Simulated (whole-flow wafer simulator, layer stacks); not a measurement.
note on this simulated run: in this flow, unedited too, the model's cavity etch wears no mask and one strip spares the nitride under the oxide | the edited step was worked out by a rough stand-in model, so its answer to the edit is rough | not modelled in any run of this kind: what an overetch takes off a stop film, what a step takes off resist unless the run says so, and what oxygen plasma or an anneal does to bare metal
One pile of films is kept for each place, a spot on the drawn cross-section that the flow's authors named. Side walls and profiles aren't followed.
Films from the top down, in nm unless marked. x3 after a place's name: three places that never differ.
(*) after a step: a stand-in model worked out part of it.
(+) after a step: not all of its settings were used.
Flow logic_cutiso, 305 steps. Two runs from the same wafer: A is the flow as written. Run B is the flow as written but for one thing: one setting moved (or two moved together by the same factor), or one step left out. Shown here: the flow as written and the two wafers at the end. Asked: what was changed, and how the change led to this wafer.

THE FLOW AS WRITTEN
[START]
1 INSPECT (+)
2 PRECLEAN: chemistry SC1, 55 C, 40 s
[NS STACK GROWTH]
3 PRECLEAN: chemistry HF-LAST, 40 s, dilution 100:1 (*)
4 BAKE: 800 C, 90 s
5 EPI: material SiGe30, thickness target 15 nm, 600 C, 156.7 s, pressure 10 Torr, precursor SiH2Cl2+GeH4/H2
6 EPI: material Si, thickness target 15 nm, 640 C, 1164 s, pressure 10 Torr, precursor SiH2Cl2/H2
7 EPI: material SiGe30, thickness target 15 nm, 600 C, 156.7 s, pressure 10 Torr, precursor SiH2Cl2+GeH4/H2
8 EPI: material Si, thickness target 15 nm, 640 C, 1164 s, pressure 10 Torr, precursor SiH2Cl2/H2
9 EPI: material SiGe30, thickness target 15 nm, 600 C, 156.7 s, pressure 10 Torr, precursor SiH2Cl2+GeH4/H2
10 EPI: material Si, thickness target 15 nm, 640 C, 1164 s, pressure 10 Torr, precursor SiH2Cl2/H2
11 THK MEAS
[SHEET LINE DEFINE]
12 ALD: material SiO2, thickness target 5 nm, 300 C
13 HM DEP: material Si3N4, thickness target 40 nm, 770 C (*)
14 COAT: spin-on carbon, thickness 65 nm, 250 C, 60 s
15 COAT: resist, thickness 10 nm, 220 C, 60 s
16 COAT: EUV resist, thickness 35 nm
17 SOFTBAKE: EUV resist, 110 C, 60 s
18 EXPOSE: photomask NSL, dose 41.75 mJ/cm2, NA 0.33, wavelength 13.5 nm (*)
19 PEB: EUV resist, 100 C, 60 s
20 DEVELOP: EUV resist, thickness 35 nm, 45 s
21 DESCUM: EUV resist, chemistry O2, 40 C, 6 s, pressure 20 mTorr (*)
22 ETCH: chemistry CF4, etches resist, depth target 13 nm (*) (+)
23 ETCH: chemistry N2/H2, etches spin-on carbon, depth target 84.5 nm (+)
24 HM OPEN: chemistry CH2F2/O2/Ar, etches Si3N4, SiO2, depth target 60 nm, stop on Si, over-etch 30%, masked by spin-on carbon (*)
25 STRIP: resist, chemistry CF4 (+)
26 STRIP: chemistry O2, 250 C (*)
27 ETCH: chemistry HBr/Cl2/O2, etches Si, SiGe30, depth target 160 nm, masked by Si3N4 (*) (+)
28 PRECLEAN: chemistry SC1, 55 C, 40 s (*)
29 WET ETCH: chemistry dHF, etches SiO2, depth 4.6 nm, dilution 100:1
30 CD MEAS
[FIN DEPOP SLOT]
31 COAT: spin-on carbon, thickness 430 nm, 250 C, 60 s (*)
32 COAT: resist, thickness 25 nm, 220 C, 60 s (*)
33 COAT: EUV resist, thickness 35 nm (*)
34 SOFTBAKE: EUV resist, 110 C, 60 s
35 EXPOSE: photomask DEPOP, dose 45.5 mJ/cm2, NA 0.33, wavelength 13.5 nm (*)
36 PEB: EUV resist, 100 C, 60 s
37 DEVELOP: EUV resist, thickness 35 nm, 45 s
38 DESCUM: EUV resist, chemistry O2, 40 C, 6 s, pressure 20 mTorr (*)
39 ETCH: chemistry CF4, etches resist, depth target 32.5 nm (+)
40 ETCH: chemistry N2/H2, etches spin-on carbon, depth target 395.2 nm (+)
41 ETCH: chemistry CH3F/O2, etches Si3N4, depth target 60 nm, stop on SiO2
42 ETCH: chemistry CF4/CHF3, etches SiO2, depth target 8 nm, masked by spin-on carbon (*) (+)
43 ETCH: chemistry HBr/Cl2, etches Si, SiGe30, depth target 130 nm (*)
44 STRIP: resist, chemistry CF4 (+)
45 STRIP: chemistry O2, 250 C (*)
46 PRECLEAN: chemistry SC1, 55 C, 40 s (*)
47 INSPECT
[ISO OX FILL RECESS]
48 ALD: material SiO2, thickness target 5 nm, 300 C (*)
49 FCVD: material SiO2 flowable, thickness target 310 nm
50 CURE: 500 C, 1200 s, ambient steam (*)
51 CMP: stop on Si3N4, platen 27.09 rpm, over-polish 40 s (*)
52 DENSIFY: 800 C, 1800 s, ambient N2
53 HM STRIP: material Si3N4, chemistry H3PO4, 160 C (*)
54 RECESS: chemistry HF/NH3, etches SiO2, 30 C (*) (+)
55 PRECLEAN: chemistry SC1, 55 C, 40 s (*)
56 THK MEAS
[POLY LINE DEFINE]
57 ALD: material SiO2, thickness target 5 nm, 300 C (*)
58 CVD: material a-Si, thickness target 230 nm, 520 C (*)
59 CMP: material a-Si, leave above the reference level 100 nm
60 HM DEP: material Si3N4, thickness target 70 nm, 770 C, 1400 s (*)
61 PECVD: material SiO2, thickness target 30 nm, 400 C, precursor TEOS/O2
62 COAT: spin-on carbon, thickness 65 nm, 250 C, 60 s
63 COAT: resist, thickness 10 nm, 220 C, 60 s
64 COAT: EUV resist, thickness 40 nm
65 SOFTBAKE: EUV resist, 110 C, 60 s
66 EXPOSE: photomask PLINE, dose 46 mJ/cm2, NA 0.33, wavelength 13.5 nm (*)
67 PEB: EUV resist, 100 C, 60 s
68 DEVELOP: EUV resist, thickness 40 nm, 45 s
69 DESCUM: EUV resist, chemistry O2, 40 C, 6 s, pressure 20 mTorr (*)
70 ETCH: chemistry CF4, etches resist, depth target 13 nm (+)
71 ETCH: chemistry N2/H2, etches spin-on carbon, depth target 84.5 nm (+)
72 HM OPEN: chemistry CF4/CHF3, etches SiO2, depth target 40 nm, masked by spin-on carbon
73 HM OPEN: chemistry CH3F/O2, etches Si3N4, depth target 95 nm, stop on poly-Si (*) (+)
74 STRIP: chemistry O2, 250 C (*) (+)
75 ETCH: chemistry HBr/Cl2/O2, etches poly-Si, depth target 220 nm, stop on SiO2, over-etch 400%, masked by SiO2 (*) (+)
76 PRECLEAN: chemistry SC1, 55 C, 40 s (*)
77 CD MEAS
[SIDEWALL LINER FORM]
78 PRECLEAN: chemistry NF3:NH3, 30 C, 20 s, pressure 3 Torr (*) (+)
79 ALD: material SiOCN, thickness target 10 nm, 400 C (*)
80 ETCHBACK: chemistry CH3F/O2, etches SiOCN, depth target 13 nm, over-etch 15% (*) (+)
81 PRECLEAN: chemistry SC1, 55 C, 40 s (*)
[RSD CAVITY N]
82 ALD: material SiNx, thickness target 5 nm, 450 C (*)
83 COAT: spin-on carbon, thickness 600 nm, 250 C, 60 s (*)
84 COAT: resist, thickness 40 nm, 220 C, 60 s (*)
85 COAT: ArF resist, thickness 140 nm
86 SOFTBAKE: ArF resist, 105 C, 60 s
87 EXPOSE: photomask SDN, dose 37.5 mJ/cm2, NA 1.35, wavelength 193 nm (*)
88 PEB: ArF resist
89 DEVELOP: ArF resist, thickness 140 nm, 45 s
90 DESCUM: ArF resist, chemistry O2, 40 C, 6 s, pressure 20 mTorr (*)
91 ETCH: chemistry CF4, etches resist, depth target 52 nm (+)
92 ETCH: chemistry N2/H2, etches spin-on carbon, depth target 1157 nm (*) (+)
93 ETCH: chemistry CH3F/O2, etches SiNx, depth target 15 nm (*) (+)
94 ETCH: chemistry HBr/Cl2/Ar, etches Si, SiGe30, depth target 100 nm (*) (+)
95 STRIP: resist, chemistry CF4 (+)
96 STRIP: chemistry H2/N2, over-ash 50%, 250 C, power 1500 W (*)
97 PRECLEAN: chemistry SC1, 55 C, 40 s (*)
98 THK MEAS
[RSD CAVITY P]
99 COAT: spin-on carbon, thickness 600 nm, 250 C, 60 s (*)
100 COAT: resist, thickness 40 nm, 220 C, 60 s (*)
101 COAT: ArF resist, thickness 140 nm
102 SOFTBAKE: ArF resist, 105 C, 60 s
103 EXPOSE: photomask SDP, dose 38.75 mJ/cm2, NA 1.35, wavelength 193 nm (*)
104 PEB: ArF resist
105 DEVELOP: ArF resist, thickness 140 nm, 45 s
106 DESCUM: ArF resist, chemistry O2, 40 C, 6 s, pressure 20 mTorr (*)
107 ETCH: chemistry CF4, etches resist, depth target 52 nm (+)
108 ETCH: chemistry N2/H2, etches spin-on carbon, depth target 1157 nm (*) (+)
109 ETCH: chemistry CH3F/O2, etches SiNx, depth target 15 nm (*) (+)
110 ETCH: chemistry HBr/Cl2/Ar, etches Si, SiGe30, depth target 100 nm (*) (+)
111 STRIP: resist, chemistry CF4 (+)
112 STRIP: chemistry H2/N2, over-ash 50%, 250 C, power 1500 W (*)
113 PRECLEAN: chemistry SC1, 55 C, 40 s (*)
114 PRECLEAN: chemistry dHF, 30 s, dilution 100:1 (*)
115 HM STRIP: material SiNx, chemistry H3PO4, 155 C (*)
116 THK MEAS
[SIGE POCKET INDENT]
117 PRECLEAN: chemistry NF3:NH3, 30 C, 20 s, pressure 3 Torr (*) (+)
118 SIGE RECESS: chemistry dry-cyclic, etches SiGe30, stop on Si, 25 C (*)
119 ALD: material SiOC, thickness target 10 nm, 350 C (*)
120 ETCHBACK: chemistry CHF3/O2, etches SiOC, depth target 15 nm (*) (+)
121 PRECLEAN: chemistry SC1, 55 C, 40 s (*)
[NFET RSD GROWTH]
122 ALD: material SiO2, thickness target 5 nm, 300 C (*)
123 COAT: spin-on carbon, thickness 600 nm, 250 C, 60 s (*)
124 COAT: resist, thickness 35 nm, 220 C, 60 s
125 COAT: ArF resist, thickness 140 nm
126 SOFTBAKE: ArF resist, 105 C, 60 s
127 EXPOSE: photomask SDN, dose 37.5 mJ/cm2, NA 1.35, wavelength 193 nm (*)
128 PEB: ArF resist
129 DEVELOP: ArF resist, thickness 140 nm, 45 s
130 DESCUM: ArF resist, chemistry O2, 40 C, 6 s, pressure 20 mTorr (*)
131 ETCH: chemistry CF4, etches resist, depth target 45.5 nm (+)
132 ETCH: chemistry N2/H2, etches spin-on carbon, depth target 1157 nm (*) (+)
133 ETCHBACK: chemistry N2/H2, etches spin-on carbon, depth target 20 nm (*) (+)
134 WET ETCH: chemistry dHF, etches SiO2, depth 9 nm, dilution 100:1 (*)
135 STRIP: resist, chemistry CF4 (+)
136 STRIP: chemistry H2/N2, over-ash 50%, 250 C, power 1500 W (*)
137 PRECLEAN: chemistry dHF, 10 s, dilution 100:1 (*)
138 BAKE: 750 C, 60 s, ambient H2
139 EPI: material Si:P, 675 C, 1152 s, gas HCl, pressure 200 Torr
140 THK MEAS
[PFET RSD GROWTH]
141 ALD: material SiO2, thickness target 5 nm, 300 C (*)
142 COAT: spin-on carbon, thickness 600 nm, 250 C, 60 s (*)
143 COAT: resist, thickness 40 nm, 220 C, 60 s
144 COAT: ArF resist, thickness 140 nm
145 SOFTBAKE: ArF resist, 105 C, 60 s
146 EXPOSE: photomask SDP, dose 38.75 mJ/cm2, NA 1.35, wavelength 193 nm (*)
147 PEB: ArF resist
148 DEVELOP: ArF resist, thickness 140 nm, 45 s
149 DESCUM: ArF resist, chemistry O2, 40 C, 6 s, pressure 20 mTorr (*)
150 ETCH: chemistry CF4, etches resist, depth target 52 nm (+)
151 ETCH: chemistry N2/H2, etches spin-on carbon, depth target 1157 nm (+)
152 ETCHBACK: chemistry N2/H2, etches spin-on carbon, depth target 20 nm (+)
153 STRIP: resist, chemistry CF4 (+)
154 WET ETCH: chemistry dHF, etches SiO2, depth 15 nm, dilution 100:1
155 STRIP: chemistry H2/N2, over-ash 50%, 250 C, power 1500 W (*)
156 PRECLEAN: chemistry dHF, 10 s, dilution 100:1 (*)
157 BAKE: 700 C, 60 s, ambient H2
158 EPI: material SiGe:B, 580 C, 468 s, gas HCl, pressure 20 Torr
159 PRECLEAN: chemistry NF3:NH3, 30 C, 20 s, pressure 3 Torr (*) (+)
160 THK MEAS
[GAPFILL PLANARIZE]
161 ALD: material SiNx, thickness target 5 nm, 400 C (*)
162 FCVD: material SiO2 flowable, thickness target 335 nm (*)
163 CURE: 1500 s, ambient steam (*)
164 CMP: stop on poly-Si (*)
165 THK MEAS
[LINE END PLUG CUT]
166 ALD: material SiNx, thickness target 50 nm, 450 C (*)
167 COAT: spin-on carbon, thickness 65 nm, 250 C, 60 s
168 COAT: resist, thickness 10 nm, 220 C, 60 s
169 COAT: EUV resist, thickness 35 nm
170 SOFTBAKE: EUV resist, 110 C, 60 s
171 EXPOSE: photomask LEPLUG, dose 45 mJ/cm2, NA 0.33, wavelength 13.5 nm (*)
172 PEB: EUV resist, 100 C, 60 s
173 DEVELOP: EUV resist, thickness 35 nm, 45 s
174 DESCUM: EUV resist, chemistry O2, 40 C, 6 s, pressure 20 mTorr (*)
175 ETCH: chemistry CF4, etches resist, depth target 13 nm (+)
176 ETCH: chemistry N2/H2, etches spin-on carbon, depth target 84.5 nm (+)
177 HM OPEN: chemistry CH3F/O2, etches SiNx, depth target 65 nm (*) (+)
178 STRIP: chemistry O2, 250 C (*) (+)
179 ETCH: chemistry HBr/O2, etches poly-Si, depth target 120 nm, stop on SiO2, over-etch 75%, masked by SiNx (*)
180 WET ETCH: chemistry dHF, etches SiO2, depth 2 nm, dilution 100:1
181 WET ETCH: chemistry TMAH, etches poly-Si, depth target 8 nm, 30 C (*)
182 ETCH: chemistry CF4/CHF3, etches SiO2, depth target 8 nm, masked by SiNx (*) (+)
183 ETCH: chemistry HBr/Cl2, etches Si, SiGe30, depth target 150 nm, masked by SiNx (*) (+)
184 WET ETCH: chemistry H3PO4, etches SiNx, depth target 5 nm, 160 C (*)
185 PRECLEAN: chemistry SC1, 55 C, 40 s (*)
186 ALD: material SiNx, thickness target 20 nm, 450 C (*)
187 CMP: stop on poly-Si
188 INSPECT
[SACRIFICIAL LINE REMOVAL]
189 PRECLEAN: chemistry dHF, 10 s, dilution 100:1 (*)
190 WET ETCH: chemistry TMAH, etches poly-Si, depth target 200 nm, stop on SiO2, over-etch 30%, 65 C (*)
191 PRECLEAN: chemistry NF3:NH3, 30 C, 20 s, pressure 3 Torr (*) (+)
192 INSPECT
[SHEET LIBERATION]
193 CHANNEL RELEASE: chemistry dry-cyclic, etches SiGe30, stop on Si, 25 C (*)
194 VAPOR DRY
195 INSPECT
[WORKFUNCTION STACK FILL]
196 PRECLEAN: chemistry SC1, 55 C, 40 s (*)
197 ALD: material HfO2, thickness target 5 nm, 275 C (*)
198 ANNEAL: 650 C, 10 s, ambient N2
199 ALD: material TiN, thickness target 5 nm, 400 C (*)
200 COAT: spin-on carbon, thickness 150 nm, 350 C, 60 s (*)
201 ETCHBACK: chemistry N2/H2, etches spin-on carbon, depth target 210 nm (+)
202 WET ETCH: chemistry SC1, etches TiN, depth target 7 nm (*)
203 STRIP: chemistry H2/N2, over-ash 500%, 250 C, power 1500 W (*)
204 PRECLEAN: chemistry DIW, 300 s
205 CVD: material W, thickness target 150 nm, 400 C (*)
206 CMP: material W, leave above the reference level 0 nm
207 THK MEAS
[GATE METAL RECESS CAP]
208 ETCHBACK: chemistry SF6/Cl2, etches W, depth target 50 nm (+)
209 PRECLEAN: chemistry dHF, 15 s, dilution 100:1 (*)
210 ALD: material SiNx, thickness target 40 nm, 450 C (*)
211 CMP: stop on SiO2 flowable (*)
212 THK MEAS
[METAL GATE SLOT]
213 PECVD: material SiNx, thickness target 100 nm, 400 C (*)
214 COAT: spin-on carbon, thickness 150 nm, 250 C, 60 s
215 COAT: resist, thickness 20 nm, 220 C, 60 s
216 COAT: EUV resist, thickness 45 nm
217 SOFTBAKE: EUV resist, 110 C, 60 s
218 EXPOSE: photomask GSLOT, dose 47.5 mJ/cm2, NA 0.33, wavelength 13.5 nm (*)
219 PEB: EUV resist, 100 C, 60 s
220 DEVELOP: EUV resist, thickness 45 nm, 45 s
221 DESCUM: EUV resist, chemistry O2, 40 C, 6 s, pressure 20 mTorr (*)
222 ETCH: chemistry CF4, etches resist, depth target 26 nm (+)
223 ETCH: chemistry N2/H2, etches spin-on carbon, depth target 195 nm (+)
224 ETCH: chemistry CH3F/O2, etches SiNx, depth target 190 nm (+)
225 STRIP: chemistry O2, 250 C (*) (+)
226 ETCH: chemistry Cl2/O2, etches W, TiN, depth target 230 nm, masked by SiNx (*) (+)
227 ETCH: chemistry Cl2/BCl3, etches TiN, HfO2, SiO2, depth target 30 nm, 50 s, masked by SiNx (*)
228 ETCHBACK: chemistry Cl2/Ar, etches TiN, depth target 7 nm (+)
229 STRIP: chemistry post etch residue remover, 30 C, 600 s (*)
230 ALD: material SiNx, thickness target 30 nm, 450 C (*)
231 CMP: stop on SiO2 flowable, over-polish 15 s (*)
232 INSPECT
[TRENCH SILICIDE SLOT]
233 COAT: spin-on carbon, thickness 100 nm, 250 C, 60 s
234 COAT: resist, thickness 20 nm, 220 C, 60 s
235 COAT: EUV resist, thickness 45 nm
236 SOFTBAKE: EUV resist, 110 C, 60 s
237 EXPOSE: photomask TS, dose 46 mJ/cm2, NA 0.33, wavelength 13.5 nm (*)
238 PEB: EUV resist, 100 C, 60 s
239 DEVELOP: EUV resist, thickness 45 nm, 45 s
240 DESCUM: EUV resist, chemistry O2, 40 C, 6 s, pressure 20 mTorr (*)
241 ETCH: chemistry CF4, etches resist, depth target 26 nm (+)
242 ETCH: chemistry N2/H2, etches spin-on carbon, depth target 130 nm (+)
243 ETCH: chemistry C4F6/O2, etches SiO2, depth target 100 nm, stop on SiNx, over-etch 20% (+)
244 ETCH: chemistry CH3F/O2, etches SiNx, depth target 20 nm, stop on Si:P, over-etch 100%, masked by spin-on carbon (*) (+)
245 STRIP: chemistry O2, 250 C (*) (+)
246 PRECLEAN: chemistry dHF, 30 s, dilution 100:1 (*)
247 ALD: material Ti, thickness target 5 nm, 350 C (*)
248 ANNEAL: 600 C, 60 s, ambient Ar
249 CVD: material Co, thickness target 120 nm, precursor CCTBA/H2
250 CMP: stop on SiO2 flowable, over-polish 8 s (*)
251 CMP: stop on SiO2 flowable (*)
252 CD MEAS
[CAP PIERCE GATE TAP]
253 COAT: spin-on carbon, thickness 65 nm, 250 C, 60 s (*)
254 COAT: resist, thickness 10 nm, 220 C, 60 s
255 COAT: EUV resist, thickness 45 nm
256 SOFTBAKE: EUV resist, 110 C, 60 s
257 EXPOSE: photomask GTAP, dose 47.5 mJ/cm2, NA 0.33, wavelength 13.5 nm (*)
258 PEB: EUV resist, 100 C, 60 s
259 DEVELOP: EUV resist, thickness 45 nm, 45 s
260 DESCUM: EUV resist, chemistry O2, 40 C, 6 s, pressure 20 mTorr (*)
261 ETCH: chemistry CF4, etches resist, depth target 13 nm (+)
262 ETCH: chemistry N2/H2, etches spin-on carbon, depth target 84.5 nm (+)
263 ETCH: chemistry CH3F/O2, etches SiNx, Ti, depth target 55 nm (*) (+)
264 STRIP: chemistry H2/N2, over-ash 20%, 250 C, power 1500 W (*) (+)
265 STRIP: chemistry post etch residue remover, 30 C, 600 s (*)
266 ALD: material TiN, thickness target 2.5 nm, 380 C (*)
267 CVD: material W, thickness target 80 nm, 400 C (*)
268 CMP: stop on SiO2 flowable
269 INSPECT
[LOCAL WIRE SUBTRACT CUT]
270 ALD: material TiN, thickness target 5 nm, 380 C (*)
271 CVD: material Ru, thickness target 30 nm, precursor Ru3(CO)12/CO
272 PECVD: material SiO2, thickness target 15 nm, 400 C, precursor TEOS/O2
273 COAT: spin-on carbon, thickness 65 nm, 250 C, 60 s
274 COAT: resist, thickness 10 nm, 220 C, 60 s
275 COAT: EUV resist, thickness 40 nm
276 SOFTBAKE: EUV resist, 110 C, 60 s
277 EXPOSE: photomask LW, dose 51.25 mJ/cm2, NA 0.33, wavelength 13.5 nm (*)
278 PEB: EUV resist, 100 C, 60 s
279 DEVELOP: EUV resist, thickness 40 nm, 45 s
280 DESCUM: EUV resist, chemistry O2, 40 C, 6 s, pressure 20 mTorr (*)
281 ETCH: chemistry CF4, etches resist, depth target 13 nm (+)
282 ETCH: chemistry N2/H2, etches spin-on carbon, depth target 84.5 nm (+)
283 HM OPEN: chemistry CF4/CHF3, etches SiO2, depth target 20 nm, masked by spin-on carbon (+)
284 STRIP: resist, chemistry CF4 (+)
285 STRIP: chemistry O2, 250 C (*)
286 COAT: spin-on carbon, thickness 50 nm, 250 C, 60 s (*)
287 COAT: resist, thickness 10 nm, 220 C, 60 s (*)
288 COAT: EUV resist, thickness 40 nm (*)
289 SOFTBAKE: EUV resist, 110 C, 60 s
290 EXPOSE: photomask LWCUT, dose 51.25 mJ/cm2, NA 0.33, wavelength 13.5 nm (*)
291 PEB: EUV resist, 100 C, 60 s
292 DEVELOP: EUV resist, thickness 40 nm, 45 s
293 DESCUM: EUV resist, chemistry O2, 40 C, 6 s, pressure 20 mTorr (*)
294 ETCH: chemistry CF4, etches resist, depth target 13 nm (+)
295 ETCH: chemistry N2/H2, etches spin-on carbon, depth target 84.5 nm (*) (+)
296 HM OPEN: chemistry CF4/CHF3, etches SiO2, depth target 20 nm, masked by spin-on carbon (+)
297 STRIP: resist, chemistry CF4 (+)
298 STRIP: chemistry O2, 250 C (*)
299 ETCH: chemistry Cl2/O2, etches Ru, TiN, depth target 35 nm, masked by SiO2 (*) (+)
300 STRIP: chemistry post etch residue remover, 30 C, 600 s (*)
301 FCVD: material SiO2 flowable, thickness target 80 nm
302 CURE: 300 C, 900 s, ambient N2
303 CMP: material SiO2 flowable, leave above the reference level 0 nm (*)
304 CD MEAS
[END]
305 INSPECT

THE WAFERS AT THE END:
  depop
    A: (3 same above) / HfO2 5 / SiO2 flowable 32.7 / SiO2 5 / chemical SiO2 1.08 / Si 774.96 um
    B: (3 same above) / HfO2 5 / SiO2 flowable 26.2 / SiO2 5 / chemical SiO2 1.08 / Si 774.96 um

The cause: step 43, ETCH: depth target 123.5 nm was run, where the flow has depth target 130 nm.

How the change led to this, step by step:
  43 ETCH: chemistry HBr/Cl2, etches Si, SiGe30, depth target 130 nm (*)
      dpovl, gl, glp and 16 more: A spin-on carbon -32 | B spin-on carbon -30.7
      depop: A Si -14 (all of it), SiGe30 -15 (all of it), Si -15 (all of it), SiGe30 -15 (all of it), Si -15 (all of it), SiGe30 -15 (all of it), Si -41 | B Si -14 (all of it), SiGe30 -15 (all of it), Si -15 (all of it), SiGe30 -15 (all of it), Si -15 (all of it), SiGe30 -15 (all of it), Si -34.5
      (and at 2 more places)
  45 STRIP: chemistry O2, 250 C (*)
      dpovl: A chemical SiO2 +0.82 (new film), spin-on carbon -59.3 (all of it), Si -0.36 | B chemical SiO2 +0.82 (new film), spin-on carbon -60.6 (all of it), Si -0.36
